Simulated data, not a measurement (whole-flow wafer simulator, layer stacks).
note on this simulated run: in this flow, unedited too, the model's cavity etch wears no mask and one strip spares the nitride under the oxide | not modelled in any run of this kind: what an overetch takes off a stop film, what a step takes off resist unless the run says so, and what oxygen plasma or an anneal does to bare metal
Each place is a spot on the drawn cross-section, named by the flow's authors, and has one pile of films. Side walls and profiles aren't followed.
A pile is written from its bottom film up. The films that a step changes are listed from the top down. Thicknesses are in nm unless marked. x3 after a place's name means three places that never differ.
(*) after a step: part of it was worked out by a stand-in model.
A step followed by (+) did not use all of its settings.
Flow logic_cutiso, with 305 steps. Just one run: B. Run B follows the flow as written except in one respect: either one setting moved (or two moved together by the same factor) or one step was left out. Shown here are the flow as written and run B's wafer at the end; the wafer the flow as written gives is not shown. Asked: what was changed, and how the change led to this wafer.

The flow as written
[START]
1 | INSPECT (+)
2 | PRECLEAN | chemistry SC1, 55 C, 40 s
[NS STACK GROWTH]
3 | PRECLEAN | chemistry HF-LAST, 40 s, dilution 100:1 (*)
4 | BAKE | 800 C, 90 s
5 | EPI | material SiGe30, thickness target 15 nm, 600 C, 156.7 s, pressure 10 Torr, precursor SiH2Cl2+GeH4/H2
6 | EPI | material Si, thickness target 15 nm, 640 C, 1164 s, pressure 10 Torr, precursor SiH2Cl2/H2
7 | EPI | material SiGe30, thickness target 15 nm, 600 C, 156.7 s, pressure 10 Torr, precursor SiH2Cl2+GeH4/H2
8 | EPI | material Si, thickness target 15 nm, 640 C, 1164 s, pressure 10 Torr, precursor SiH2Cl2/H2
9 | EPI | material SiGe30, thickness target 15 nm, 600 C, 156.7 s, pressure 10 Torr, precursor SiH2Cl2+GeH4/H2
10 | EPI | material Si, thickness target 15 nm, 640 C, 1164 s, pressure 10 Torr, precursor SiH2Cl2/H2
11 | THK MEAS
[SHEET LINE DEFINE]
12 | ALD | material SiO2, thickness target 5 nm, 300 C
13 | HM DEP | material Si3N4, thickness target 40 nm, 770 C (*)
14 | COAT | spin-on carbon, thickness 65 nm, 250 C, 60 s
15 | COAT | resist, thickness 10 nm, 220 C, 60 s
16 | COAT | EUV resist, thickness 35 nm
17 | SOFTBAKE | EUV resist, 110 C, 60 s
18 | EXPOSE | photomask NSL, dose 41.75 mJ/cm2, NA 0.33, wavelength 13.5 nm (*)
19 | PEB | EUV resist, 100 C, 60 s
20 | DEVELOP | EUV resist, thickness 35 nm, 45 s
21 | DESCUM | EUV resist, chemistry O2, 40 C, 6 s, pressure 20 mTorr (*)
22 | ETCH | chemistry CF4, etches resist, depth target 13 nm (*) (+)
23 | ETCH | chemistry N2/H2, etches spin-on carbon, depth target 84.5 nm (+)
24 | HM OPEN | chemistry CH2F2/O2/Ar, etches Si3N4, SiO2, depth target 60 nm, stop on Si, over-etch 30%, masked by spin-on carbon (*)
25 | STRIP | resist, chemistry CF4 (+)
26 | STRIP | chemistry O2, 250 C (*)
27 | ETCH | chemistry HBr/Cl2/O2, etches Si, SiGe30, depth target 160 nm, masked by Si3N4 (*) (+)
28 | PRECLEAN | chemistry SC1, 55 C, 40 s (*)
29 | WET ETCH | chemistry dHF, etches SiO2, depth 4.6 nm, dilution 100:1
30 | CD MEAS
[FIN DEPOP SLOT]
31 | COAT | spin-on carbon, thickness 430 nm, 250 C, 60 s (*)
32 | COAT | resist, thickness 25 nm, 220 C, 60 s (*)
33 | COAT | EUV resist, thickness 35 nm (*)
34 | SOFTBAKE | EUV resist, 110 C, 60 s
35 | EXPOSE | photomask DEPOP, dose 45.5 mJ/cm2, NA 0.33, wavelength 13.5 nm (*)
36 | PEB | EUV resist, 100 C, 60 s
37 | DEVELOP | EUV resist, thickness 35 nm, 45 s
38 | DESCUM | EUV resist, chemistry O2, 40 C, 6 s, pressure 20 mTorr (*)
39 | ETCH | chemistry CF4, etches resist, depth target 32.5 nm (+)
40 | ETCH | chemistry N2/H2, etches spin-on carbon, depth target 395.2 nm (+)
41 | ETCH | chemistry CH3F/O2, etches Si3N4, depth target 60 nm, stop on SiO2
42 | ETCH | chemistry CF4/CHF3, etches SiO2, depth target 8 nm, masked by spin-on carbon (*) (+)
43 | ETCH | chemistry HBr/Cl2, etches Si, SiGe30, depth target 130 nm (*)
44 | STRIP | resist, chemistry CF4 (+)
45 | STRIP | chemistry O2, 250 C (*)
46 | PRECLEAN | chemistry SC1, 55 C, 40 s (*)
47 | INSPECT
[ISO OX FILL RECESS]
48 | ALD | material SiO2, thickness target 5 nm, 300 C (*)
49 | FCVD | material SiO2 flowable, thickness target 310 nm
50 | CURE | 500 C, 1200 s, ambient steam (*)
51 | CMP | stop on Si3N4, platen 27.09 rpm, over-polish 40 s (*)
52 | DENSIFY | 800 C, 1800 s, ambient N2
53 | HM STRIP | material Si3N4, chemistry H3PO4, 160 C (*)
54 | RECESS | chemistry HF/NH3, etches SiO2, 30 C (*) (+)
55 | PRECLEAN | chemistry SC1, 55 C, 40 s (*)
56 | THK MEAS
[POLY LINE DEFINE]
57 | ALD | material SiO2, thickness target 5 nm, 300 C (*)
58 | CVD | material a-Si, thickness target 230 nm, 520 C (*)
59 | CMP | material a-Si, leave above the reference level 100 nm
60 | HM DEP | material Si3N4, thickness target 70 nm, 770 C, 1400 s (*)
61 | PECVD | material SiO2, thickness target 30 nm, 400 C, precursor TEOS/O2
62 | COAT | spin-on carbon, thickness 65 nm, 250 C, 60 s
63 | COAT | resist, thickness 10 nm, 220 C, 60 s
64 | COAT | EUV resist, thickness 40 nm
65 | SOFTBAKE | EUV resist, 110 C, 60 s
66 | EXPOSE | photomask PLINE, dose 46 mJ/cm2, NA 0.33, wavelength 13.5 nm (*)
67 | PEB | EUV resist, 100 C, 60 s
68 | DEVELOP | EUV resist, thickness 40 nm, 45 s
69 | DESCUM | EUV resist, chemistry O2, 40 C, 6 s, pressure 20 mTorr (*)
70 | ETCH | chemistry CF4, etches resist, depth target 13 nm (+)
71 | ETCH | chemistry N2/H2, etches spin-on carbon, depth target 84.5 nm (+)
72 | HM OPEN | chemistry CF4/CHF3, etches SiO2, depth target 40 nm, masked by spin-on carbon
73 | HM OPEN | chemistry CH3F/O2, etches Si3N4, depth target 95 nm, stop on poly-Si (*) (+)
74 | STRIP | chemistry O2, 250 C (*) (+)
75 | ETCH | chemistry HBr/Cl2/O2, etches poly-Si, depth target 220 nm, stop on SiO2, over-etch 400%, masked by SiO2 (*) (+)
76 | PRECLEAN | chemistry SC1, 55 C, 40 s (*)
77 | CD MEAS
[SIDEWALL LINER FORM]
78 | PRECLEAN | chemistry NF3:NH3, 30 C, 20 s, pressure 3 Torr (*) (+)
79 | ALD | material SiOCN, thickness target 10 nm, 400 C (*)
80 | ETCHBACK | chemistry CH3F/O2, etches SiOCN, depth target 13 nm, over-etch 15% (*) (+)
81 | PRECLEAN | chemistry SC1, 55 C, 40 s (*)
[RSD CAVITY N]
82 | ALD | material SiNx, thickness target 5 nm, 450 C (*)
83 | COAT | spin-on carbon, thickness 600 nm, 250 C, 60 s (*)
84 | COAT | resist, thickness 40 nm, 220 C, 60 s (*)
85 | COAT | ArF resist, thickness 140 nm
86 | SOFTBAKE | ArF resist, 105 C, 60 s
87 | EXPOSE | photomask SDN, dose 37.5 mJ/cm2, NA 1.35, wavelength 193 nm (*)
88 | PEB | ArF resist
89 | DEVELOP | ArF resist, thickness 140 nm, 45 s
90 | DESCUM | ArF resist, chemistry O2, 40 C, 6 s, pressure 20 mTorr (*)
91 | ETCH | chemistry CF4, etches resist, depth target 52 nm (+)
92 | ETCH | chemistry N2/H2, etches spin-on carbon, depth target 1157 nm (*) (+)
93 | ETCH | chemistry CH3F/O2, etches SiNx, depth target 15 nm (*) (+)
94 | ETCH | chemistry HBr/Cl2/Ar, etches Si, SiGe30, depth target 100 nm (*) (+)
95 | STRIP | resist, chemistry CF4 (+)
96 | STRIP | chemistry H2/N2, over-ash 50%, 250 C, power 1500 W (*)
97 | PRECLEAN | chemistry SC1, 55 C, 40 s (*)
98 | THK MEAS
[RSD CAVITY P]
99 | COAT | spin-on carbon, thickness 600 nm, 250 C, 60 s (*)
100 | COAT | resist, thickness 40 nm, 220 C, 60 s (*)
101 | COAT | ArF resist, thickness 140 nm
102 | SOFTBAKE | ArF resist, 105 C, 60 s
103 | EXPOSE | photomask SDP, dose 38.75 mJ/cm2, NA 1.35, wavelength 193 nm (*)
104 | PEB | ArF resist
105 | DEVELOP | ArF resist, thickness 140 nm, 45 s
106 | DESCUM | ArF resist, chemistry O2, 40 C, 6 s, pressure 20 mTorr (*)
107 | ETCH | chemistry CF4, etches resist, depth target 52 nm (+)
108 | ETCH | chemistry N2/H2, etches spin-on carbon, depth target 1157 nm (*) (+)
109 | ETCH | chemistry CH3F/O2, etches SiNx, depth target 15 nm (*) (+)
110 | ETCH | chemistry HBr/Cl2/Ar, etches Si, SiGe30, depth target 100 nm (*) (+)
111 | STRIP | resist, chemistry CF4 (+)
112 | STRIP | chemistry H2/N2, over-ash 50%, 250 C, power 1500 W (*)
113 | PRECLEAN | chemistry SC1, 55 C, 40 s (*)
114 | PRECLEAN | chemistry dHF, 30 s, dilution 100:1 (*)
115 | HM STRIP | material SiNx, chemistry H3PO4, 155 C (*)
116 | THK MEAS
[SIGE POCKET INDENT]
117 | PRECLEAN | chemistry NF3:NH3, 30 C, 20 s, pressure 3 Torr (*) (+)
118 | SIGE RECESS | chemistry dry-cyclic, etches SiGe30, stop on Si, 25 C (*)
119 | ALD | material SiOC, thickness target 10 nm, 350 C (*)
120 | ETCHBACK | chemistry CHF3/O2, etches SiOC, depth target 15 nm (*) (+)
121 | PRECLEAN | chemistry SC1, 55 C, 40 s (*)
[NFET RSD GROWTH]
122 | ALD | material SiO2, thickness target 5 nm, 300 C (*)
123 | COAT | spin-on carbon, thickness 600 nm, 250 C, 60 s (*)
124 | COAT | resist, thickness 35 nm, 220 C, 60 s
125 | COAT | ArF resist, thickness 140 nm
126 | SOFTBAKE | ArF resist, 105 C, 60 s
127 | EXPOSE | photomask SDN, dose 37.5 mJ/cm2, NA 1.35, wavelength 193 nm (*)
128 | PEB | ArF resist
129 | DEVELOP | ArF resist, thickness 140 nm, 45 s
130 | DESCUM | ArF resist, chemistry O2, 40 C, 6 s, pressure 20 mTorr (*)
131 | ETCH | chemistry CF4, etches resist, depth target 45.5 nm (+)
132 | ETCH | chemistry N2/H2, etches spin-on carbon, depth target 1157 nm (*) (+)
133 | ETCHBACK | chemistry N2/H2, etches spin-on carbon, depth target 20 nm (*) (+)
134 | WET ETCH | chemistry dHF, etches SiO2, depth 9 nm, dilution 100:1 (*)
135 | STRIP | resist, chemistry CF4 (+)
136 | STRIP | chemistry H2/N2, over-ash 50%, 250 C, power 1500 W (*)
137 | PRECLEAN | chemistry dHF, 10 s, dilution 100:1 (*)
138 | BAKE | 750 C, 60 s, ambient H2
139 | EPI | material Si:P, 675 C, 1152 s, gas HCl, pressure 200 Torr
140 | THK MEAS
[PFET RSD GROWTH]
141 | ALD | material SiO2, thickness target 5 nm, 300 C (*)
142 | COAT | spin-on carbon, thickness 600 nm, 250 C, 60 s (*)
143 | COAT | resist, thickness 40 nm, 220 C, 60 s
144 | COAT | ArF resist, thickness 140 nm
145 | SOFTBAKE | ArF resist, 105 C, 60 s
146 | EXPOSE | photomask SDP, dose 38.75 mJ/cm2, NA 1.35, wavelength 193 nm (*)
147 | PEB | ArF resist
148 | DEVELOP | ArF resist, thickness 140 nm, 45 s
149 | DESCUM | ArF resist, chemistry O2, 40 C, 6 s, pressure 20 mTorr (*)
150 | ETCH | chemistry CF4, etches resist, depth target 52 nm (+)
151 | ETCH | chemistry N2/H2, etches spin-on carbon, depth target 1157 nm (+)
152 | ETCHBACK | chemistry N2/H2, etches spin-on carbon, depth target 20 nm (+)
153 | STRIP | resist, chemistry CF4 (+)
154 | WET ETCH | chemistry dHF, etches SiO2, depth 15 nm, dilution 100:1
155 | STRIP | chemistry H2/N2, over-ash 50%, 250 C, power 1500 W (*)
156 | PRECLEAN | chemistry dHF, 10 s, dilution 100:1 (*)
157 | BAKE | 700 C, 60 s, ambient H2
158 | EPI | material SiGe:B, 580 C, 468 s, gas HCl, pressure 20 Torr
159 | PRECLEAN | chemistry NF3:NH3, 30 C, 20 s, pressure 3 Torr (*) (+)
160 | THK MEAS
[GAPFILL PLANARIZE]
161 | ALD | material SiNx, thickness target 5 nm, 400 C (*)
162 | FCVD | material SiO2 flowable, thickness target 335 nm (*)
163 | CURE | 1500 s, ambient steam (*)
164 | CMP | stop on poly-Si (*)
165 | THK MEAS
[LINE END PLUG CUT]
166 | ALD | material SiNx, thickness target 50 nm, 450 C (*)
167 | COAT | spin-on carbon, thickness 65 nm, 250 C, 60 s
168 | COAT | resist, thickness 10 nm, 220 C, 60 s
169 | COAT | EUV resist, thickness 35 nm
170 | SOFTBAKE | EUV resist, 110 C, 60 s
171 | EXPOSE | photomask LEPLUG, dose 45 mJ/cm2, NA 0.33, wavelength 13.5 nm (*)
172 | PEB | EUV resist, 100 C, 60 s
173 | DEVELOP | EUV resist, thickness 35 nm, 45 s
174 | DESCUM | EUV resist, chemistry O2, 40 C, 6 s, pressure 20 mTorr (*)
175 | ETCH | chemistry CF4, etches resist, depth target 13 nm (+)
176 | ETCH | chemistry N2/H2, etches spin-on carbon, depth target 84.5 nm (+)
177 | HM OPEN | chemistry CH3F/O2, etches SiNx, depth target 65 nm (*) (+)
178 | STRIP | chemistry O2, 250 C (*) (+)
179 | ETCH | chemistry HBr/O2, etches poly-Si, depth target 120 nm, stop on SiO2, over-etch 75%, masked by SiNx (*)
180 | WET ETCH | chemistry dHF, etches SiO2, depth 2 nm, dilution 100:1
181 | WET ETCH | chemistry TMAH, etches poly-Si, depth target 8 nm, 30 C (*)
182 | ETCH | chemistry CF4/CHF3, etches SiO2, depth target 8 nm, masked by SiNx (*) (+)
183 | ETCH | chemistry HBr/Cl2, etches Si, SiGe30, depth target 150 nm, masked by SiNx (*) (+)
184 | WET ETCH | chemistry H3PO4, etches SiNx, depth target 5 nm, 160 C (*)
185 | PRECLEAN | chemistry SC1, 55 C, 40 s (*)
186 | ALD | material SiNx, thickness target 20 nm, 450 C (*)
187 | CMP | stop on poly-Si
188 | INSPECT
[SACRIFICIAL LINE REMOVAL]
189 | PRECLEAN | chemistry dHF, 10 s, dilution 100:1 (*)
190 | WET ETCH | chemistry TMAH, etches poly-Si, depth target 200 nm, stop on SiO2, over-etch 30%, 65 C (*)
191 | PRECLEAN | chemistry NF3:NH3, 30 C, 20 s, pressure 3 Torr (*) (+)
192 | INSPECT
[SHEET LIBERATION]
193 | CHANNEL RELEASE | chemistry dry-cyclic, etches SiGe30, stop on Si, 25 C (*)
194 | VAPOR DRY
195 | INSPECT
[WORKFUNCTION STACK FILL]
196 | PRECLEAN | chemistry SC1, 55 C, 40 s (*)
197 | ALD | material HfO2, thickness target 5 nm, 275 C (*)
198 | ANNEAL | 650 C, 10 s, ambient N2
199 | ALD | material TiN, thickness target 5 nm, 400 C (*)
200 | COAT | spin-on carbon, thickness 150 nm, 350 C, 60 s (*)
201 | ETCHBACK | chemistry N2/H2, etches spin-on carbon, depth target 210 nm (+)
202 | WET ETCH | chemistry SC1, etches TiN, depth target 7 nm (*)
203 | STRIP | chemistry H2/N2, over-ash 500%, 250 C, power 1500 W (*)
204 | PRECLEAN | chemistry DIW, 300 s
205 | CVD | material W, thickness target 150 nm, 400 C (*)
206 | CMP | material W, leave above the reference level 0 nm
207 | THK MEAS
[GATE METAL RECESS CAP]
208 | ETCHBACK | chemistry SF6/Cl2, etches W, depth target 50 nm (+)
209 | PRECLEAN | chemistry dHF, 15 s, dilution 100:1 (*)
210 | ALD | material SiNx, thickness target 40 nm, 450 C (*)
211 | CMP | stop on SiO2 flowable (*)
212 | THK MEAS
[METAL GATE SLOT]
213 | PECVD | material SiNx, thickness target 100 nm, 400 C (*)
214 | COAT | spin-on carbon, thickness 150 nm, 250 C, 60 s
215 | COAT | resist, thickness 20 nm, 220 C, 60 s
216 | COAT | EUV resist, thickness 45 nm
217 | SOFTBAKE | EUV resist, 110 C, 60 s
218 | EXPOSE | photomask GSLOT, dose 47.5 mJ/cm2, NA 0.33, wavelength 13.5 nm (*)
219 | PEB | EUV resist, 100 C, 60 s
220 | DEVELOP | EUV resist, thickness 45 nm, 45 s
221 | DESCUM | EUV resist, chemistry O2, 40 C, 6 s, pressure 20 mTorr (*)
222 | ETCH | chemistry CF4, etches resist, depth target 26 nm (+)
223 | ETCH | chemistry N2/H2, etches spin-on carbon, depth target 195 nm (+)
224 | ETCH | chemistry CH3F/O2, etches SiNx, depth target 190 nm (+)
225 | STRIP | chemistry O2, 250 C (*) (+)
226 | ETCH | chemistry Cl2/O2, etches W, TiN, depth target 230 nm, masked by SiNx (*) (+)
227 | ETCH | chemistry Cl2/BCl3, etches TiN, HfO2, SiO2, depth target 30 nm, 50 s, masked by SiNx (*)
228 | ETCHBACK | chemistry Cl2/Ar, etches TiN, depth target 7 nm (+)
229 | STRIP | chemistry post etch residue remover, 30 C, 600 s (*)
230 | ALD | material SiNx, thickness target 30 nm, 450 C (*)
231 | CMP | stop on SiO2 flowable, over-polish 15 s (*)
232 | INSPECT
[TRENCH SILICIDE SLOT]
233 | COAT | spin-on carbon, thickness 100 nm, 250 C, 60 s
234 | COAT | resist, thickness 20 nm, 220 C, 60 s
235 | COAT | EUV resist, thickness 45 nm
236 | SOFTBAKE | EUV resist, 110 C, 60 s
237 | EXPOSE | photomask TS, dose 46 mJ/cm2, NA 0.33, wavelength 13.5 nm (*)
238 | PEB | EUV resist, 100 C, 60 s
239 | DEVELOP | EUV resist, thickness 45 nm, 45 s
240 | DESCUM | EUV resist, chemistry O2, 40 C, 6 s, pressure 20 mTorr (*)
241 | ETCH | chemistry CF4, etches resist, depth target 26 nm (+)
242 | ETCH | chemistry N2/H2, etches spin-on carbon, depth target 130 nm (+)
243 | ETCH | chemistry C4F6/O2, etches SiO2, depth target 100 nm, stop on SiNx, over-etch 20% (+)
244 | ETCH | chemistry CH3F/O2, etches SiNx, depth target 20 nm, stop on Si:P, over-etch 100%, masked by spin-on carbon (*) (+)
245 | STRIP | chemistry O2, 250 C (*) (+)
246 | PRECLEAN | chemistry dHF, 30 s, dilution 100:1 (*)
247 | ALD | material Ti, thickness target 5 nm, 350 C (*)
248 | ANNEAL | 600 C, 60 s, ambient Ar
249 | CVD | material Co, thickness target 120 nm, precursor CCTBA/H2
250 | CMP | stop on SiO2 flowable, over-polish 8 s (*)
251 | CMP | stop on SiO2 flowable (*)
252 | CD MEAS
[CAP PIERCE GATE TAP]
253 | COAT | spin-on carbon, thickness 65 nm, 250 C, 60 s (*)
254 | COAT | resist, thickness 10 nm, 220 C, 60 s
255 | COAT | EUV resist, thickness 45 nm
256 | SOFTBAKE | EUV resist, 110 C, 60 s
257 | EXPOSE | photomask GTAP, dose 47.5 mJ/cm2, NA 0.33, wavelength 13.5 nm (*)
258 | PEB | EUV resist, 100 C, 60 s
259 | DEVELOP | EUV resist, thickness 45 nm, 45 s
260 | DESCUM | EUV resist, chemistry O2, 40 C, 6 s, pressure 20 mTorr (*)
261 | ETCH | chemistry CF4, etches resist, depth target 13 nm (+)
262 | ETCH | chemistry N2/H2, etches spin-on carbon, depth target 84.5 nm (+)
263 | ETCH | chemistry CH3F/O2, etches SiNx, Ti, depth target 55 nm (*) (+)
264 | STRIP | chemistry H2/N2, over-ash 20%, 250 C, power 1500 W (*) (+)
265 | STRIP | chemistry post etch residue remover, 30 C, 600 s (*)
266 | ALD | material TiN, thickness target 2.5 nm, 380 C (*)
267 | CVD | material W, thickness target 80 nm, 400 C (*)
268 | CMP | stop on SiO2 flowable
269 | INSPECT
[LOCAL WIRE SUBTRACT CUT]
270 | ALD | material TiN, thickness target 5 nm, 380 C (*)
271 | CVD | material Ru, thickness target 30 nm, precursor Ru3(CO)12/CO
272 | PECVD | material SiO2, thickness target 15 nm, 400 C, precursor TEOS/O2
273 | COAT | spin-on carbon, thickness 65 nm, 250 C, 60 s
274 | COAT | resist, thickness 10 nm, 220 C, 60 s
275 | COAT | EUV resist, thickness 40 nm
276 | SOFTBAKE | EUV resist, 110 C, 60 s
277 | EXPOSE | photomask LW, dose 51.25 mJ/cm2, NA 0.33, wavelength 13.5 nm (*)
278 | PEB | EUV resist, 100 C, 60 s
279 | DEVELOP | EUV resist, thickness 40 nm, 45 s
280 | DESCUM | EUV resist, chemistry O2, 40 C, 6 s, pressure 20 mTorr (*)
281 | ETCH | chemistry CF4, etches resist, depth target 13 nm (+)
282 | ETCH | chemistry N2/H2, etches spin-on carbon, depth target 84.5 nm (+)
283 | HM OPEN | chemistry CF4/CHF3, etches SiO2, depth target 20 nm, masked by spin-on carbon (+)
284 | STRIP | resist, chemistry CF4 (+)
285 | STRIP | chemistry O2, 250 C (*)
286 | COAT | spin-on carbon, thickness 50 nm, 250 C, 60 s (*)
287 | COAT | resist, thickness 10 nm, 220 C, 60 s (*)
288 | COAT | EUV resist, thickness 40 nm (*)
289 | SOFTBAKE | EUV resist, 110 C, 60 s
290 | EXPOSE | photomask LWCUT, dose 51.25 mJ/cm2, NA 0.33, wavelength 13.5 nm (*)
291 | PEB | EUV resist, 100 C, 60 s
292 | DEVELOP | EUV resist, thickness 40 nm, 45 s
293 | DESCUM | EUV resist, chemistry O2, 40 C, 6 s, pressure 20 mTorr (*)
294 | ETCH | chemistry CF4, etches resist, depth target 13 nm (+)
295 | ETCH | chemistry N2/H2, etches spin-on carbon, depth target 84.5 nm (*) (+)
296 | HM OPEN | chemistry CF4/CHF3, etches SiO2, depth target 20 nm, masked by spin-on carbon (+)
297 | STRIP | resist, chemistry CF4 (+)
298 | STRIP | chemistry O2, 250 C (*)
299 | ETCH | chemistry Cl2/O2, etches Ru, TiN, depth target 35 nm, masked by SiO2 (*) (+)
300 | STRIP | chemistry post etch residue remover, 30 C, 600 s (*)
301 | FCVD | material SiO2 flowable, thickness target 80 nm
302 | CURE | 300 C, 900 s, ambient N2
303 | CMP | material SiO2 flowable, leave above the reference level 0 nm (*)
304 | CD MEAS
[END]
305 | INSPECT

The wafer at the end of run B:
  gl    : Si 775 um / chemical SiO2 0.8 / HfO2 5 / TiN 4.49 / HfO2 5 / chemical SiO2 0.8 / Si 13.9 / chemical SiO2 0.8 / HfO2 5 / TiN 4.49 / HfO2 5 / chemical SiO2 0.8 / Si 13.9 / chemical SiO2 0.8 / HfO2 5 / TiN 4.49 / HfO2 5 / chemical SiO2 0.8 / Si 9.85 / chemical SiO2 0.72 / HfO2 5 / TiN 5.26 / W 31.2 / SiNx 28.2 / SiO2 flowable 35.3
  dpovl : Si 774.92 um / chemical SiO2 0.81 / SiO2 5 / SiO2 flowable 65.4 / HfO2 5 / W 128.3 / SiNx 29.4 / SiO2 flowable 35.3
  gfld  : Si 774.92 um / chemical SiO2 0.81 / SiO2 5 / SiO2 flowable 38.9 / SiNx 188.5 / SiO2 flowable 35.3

What caused this: step 10, EPI: thickness target 12 nm was run, while the flow as written has thickness target 15 nm; step 10, EPI: 931.5 s was run, where the flow has 1164 s.

How this came from the change, step by step:
  10 | EPI | material Si, thickness target 15 nm, 640 C, 1164 s, pressure 10 Torr, precursor SiH2Cl2/H2
      depop, dpovl, gfld and 19 more: +12 Si (new film) (as written it would have been: +15 Si (new film))
  27 | ETCH | chemistry HBr/Cl2/O2, etches Si, SiGe30, depth target 160 nm, masked by Si3N4 (*) (+)
      gfld, gxf, iso, lnri: -0.79 chemical SiO2 (all of it), -8.35 Si (all of it), -15 SiGe30 (all of it), -15 Si (all of it), -15 SiGe30 (all of it), -15 Si (all of it), -15 SiGe30 (all of it), -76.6 Si (as written it would have been: -0.79 chemical SiO2 (all of it), -11.4 Si (all of it), -15 SiGe30 (all of it), -15 Si (all of it), -15 SiGe30 (all of it), -15 Si (all of it), -15 SiGe30 (all of it), -73.6 Si)
      dpovl, nsgap: -0.79 chemical SiO2 (all of it), -8.75 Si (all of it), -15 SiGe30 (all of it), -15 Si (all of it), -15 SiGe30 (all of it), -15 Si (all of it), -15 SiGe30 (all of it), -76.2 Si (as written it would have been: -0.79 chemical SiO2 (all of it), -11.8 Si (all of it), -15 SiGe30 (all of it), -15 Si (all of it), -15 SiGe30 (all of it), -15 Si (all of it), -15 SiGe30 (all of it), -73.2 Si)
      (also at 1 further place)
  43 | ETCH | chemistry HBr/Cl2, etches Si, SiGe30, depth target 130 nm (*)
      depop: -11 Si (all of it), -15 SiGe30 (all of it), -15 Si (all of it), -15 SiGe30 (all of it), -15 Si (all of it), -15 SiGe30 (all of it), -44 Si (as written it would have been: -14 Si (all of it), -15 SiGe30 (all of it), -15 Si (all of it), -15 SiGe30 (all of it), -15 Si (all of it), -15 SiGe30 (all of it), -41 Si)
  94 | ETCH | chemistry HBr/Cl2/Ar, etches Si, SiGe30, depth target 100 nm (*) (+)
      rsdn, rsdx: -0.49 chemical SiO2 (all of it), -9.82 Si (all of it), -15 SiGe30 (all of it), -15 Si (all of it), -15 SiGe30 (all of it), -15 Si (all of it), -15 SiGe30 (all of it), -15.2 Si (as written it would have been: -0.49 chemical SiO2 (all of it), -12.8 Si (all of it), -15 SiGe30 (all of it), -15 Si (all of it), -15 SiGe30 (all of it), -15 Si (all of it), -15 SiGe30 (all of it), -12.2 Si)
  110 | ETCH | chemistry HBr/Cl2/Ar, etches Si, SiGe30, depth target 100 nm (*) (+)
      rsdp, rsdw: -0.49 chemical SiO2 (all of it), -9.82 Si (all of it), -15 SiGe30 (all of it), -15 Si (all of it), -15 SiGe30 (all of it), -15 Si (all of it), -15 SiGe30 (all of it), -15.2 Si (as written it would have been: -0.49 chemical SiO2 (all of it), -12.8 Si (all of it), -15 SiGe30 (all of it), -15 Si (all of it), -15 SiGe30 (all of it), -15 Si (all of it), -15 SiGe30 (all of it), -12.2 Si)
  183 | ETCH | chemistry HBr/Cl2, etches Si, SiGe30, depth target 150 nm, masked by SiNx (*) (+)
      plug: -10.6 Si (all of it), -15 SiGe30 (all of it), -15 Si (all of it), -15 SiGe30 (all of it), -15 Si (all of it), -15 SiGe30 (all of it), -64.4 Si (as written it would have been: -13.6 Si (all of it), -15 SiGe30 (all of it), -15 Si (all of it), -15 SiGe30 (all of it), -15 Si (all of it), -15 SiGe30 (all of it), -61.4 Si)
